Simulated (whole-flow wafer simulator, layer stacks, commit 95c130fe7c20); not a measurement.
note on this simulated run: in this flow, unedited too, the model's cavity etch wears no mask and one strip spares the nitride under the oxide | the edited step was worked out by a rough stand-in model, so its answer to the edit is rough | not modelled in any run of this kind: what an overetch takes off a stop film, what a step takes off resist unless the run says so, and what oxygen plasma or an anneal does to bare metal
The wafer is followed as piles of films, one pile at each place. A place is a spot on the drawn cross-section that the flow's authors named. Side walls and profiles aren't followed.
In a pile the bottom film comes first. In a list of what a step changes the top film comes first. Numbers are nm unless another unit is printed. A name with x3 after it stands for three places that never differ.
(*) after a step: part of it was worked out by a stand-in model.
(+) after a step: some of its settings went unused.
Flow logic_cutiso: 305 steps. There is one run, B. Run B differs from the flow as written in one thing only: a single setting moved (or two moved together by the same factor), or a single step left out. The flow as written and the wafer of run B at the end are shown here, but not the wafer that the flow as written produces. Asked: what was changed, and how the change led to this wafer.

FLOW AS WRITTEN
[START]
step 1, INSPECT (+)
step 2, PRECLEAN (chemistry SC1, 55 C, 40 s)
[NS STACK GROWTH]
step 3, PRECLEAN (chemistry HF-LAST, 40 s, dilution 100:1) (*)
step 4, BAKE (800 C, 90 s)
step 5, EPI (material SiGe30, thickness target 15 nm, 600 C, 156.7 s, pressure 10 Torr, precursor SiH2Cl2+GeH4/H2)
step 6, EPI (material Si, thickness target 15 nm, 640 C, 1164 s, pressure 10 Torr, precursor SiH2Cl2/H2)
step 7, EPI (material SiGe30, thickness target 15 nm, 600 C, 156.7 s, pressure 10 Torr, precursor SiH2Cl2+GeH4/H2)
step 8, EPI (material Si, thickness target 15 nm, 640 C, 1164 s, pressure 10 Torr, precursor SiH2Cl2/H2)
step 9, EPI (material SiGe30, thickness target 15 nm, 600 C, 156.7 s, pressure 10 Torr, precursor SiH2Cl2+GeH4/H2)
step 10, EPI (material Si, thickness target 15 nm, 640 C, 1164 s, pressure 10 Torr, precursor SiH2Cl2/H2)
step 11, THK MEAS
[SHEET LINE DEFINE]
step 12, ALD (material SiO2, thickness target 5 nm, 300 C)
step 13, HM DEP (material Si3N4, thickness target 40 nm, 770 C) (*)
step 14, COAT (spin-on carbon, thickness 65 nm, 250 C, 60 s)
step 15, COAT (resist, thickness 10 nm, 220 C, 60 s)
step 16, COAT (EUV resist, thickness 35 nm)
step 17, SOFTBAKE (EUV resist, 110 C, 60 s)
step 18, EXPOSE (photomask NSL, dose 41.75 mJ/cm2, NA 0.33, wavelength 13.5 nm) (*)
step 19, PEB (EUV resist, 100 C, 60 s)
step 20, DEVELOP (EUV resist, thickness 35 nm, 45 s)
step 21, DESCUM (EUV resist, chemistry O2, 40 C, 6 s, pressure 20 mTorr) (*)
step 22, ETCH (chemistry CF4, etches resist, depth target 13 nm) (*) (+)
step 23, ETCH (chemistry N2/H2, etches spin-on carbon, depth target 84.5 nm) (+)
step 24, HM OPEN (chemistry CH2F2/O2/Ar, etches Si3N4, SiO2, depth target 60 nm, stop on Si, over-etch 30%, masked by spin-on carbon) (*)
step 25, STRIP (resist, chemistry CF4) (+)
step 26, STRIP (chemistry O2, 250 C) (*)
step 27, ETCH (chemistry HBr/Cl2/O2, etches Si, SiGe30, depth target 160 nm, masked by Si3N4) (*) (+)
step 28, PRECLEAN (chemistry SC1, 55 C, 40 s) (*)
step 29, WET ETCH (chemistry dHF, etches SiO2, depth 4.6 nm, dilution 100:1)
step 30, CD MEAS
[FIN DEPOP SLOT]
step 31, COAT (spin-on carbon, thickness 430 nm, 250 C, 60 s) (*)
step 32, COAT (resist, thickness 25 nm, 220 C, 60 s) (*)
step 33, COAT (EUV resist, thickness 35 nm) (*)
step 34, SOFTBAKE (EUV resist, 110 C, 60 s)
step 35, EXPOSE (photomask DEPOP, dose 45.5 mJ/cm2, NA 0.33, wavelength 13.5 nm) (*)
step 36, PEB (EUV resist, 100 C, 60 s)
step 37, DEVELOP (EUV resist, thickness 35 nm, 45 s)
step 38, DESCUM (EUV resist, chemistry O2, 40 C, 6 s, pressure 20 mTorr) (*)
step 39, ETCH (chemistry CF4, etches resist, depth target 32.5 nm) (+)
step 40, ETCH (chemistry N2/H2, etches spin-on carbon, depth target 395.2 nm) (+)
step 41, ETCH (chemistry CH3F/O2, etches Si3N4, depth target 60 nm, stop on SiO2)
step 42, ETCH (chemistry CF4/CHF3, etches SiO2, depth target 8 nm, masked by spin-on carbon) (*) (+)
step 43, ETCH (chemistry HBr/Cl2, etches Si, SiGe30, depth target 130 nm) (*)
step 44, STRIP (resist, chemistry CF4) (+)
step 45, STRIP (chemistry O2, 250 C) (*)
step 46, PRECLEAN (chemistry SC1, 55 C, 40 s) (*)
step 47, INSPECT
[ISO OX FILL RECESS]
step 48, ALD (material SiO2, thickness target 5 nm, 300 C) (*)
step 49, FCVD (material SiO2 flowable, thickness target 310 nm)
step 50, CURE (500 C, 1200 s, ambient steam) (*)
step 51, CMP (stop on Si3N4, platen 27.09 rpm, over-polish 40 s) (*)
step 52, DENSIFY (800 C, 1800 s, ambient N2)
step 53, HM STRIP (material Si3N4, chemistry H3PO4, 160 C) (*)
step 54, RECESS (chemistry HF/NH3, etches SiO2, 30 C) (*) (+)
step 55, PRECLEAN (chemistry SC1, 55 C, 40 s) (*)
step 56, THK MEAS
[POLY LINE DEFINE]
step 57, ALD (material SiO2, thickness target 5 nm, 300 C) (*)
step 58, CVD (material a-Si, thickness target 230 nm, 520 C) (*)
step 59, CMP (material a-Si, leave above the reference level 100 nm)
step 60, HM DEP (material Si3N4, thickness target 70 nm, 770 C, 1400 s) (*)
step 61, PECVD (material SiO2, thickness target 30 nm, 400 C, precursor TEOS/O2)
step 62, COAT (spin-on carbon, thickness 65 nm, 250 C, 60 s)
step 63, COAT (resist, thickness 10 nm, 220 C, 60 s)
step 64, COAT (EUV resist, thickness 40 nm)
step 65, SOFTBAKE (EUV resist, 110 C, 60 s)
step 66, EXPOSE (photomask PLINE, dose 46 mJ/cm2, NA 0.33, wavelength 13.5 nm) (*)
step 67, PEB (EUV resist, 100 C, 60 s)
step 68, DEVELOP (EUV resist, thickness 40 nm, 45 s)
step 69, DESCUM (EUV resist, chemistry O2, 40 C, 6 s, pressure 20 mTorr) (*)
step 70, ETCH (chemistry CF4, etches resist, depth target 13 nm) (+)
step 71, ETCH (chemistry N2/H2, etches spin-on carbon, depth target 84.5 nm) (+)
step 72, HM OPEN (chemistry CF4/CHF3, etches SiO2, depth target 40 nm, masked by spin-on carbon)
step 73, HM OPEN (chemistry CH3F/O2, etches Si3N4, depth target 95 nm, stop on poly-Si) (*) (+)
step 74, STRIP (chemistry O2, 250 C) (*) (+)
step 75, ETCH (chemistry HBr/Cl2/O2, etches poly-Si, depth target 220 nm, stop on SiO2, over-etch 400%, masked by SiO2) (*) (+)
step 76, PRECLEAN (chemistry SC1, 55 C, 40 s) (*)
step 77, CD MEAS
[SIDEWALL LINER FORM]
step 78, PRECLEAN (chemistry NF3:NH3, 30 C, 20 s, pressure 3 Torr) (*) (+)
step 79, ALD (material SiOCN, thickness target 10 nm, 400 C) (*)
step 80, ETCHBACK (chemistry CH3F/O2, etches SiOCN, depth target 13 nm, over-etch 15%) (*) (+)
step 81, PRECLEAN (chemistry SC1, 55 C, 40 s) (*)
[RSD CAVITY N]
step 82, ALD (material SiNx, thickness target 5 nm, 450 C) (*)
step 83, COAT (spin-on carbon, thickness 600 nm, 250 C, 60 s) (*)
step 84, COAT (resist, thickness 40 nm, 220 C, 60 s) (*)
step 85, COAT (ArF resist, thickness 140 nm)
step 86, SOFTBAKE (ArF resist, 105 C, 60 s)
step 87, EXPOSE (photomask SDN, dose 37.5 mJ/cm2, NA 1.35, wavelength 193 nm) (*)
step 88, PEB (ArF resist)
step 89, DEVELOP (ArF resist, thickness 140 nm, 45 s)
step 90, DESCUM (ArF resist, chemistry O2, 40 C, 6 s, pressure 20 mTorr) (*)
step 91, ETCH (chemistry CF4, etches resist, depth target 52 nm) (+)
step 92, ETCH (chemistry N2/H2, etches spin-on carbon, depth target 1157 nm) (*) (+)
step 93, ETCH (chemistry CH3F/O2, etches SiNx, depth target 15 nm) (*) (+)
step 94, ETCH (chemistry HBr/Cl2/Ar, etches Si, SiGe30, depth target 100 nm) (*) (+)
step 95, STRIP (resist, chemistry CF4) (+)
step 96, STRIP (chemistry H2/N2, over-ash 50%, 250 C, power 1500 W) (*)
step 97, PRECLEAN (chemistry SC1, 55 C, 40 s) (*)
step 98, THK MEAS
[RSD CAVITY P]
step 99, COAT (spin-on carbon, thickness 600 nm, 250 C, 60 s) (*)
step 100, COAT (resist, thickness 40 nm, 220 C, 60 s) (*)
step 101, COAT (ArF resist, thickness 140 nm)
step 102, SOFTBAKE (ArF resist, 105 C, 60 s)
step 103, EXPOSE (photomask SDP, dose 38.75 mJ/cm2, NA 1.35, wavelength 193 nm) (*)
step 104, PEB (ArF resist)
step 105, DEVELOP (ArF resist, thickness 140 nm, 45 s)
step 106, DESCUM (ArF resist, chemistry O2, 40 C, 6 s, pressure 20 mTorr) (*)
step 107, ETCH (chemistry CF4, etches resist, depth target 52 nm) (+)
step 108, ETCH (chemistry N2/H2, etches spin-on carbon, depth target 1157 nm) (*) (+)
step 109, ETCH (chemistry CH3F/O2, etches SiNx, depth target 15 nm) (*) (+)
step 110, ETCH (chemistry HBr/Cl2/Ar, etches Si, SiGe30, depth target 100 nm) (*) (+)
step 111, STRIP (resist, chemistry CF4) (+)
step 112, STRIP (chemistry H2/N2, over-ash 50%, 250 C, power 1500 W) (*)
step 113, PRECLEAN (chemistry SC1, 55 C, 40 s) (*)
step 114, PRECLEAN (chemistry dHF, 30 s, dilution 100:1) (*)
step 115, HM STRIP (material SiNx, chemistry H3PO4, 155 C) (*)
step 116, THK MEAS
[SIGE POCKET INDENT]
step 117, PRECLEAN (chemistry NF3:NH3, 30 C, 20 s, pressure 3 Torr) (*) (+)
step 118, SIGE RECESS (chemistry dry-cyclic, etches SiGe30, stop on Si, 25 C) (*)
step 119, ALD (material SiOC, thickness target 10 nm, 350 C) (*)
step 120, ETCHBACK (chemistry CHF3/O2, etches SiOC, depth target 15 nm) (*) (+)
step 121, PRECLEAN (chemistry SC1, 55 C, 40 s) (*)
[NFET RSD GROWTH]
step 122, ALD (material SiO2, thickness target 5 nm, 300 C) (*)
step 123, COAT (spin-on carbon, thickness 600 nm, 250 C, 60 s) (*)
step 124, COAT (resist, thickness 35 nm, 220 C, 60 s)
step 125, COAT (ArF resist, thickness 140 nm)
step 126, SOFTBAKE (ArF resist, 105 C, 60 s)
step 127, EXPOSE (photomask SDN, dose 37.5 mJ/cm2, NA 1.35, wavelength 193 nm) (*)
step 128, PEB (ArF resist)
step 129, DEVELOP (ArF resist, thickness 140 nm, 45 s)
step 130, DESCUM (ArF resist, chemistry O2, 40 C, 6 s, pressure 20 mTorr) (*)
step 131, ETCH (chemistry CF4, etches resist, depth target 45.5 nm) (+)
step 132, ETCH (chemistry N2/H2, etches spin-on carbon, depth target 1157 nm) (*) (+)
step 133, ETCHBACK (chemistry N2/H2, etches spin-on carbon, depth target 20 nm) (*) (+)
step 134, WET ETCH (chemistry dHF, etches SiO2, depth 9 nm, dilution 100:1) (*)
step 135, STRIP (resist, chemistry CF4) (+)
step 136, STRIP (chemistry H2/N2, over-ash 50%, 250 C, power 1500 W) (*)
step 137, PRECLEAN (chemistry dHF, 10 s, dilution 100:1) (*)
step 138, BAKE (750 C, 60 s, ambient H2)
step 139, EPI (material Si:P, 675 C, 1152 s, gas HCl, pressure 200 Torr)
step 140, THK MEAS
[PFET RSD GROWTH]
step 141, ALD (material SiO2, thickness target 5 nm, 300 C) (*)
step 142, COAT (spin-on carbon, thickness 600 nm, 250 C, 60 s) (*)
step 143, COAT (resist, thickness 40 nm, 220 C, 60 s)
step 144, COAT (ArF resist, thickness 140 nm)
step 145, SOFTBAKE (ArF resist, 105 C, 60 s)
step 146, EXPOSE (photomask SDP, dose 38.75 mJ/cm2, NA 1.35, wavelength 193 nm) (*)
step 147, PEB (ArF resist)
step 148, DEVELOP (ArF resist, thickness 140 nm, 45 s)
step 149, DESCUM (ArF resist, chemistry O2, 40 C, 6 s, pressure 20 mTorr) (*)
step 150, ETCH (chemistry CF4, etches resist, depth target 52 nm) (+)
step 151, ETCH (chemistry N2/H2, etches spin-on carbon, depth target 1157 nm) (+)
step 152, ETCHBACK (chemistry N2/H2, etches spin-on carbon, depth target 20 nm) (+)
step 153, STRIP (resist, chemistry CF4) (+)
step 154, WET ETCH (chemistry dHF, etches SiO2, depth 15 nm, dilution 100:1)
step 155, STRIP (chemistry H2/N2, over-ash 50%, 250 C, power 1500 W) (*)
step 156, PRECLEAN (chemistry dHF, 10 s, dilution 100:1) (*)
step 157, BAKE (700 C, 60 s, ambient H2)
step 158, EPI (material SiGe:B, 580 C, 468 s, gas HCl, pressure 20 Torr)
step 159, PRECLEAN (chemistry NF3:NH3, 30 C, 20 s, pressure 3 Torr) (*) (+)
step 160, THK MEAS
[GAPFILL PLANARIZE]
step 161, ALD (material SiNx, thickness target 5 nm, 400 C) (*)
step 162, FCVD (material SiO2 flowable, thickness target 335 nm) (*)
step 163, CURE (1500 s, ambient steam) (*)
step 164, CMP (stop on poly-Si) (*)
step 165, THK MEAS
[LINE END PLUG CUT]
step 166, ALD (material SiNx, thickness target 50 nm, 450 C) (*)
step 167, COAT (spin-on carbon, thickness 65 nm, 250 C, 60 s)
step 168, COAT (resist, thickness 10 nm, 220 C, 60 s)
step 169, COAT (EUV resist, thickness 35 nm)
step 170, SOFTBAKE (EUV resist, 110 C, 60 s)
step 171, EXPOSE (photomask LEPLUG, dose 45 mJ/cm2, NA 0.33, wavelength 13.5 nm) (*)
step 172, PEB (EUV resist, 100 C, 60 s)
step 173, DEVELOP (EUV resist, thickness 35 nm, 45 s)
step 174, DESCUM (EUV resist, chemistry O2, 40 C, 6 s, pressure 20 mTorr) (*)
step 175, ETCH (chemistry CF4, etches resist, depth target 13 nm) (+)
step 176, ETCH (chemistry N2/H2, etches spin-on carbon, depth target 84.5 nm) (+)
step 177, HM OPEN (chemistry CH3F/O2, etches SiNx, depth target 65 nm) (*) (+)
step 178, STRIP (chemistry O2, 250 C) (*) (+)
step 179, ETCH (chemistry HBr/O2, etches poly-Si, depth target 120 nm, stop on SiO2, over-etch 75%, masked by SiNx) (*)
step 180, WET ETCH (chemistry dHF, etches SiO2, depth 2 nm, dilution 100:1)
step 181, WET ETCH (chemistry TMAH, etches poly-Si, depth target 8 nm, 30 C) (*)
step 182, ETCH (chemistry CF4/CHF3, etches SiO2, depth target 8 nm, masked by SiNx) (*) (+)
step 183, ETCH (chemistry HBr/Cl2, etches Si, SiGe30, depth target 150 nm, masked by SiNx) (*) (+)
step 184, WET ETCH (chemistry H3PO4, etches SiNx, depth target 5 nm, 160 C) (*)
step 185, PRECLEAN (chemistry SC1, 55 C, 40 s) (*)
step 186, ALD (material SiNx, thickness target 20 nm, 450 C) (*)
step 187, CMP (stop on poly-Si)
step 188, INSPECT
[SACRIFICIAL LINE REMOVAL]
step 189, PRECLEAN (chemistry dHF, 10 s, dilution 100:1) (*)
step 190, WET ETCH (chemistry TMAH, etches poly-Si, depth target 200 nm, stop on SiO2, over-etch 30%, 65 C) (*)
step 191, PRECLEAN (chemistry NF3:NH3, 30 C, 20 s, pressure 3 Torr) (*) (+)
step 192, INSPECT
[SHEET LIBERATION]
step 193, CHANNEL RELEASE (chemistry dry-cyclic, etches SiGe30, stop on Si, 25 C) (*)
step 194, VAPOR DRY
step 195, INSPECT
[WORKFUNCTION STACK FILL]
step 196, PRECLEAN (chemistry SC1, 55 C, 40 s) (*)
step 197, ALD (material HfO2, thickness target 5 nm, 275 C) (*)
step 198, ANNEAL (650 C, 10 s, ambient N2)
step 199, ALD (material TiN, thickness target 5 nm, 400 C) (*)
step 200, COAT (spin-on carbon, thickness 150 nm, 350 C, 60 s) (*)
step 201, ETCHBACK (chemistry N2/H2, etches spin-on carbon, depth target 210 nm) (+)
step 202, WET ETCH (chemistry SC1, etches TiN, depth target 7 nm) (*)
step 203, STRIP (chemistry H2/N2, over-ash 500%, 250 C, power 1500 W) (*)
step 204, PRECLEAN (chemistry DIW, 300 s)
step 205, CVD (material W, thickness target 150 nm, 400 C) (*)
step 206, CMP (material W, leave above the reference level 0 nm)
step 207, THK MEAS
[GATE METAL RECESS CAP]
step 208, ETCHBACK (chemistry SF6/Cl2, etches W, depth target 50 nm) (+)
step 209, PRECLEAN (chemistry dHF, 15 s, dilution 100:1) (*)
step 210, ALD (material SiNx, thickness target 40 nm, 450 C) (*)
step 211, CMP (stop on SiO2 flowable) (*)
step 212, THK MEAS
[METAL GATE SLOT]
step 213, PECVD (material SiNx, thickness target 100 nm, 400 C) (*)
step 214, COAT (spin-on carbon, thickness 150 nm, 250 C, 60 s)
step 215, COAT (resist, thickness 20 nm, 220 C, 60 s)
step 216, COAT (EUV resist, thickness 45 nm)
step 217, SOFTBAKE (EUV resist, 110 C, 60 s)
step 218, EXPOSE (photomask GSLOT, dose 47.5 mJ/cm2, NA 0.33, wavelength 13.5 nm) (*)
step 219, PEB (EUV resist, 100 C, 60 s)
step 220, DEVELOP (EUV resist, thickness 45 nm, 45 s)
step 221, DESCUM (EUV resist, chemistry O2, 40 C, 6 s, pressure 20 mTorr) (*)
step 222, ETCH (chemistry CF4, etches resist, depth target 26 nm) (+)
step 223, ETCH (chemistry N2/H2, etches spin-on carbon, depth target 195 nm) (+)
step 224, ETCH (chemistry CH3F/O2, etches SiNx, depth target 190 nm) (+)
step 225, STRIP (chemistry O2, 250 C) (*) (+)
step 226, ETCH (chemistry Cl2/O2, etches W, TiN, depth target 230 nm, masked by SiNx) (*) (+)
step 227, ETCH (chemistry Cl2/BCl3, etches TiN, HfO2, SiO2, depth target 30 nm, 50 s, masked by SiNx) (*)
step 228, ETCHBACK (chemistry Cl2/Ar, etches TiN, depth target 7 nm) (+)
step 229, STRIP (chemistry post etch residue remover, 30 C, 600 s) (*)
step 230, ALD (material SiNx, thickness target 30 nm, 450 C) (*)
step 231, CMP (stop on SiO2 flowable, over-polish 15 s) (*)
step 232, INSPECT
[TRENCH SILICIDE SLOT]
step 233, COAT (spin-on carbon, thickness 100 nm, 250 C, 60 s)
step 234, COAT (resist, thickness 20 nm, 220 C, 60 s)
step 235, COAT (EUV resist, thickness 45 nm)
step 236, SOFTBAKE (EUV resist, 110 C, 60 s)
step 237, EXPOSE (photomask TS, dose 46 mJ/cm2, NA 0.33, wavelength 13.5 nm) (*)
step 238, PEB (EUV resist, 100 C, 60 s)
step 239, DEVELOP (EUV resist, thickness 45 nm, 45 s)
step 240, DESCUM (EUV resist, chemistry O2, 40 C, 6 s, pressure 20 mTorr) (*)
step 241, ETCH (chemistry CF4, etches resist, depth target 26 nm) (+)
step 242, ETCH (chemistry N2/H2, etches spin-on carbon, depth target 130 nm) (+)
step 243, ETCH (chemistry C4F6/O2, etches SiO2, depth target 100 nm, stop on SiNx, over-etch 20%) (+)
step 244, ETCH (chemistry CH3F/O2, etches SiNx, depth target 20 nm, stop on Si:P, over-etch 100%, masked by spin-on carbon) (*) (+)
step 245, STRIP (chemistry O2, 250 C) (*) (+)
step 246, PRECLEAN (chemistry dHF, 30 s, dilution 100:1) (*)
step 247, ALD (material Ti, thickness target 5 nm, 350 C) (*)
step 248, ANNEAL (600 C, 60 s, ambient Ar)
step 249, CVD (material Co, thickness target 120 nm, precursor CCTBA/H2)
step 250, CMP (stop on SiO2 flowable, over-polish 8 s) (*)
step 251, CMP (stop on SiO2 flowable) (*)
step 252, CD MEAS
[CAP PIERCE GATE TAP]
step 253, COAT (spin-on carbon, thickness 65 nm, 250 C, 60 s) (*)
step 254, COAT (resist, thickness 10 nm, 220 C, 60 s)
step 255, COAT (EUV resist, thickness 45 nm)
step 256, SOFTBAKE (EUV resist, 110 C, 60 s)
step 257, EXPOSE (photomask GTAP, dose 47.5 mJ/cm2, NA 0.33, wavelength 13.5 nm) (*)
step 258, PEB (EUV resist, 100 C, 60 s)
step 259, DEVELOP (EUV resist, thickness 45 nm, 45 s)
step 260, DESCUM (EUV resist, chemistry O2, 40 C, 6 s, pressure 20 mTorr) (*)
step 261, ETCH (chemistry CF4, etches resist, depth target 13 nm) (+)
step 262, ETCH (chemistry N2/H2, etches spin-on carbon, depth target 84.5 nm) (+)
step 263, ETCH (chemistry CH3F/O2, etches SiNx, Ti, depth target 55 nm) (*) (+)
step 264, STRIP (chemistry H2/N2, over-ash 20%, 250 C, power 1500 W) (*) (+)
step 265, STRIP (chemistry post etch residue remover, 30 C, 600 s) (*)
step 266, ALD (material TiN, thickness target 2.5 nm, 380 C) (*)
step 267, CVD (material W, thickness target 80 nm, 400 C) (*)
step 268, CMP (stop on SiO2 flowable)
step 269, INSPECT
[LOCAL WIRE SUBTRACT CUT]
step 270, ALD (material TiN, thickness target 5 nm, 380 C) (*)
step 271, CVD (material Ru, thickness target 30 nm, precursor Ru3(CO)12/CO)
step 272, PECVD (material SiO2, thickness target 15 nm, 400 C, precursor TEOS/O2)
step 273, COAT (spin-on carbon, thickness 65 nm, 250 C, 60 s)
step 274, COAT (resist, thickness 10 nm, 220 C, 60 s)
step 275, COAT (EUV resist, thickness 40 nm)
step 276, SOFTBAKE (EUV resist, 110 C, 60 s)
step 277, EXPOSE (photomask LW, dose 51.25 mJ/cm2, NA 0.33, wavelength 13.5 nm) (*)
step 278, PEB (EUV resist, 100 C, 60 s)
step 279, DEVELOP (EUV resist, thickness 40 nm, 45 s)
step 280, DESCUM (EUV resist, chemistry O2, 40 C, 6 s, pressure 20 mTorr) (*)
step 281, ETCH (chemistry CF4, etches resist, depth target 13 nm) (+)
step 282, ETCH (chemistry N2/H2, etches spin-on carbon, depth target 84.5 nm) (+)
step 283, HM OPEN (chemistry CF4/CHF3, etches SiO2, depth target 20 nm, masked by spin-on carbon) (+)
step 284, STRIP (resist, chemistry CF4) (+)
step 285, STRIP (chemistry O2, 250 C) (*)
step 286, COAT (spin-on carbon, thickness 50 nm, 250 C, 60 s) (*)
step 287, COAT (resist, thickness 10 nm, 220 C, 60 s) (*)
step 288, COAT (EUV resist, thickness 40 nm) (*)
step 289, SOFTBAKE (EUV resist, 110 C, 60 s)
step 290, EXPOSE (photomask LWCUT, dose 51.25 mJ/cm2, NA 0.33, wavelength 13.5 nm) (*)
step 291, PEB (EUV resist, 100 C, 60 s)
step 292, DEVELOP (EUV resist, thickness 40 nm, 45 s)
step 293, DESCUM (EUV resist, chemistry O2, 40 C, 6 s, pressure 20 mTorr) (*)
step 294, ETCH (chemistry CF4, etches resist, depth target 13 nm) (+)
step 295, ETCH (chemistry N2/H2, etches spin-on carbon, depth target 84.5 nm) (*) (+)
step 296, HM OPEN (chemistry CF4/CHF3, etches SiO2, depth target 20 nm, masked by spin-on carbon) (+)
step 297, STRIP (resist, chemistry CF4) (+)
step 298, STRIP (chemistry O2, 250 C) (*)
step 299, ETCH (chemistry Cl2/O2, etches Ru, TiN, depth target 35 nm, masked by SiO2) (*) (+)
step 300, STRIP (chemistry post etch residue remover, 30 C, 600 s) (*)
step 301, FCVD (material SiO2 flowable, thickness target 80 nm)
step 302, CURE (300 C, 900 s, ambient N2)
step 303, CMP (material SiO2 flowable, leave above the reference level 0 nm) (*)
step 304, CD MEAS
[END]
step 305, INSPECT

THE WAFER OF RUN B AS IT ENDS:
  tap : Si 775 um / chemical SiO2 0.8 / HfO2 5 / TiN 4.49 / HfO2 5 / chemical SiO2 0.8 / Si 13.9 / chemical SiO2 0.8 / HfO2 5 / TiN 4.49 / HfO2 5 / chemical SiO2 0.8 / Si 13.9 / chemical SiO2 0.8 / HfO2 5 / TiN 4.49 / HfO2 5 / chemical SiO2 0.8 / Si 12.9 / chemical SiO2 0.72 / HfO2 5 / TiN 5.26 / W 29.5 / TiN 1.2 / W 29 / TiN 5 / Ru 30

Cause: step 266, ALD: thickness target 1.2 nm was run, whereas the flow has thickness target 2.5 nm.
The wafer lets one read it off: tap has TiN 1.2, and step 266 as written asks for 2.5 nm.

How this came from the change, step by step:
  step 266, ALD (material TiN, thickness target 2.5 nm, 380 C) (*)
      depop, dpovl, gfld and 19 more: +1.2 TiN (new film) (as written it would have been: +2.5 TiN (new film))
  step 268, CMP (stop on SiO2 flowable)
      depop, dpovl, gfld and 9 more: -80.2 W (all of it), -1.2 TiN (all of it), -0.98 SiNx (as written it would have been: -80.2 W (all of it), -2.5 TiN (all of it), -0.98 SiNx)
      lnr, lnri, lnrp, lnrt: -80 W (all of it), -1.2 TiN (all of it), -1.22 SiOCN (as written it would have been: -80 W (all of it), -2.5 TiN (all of it), -1.22 SiOCN)
      (also at 5 further places)
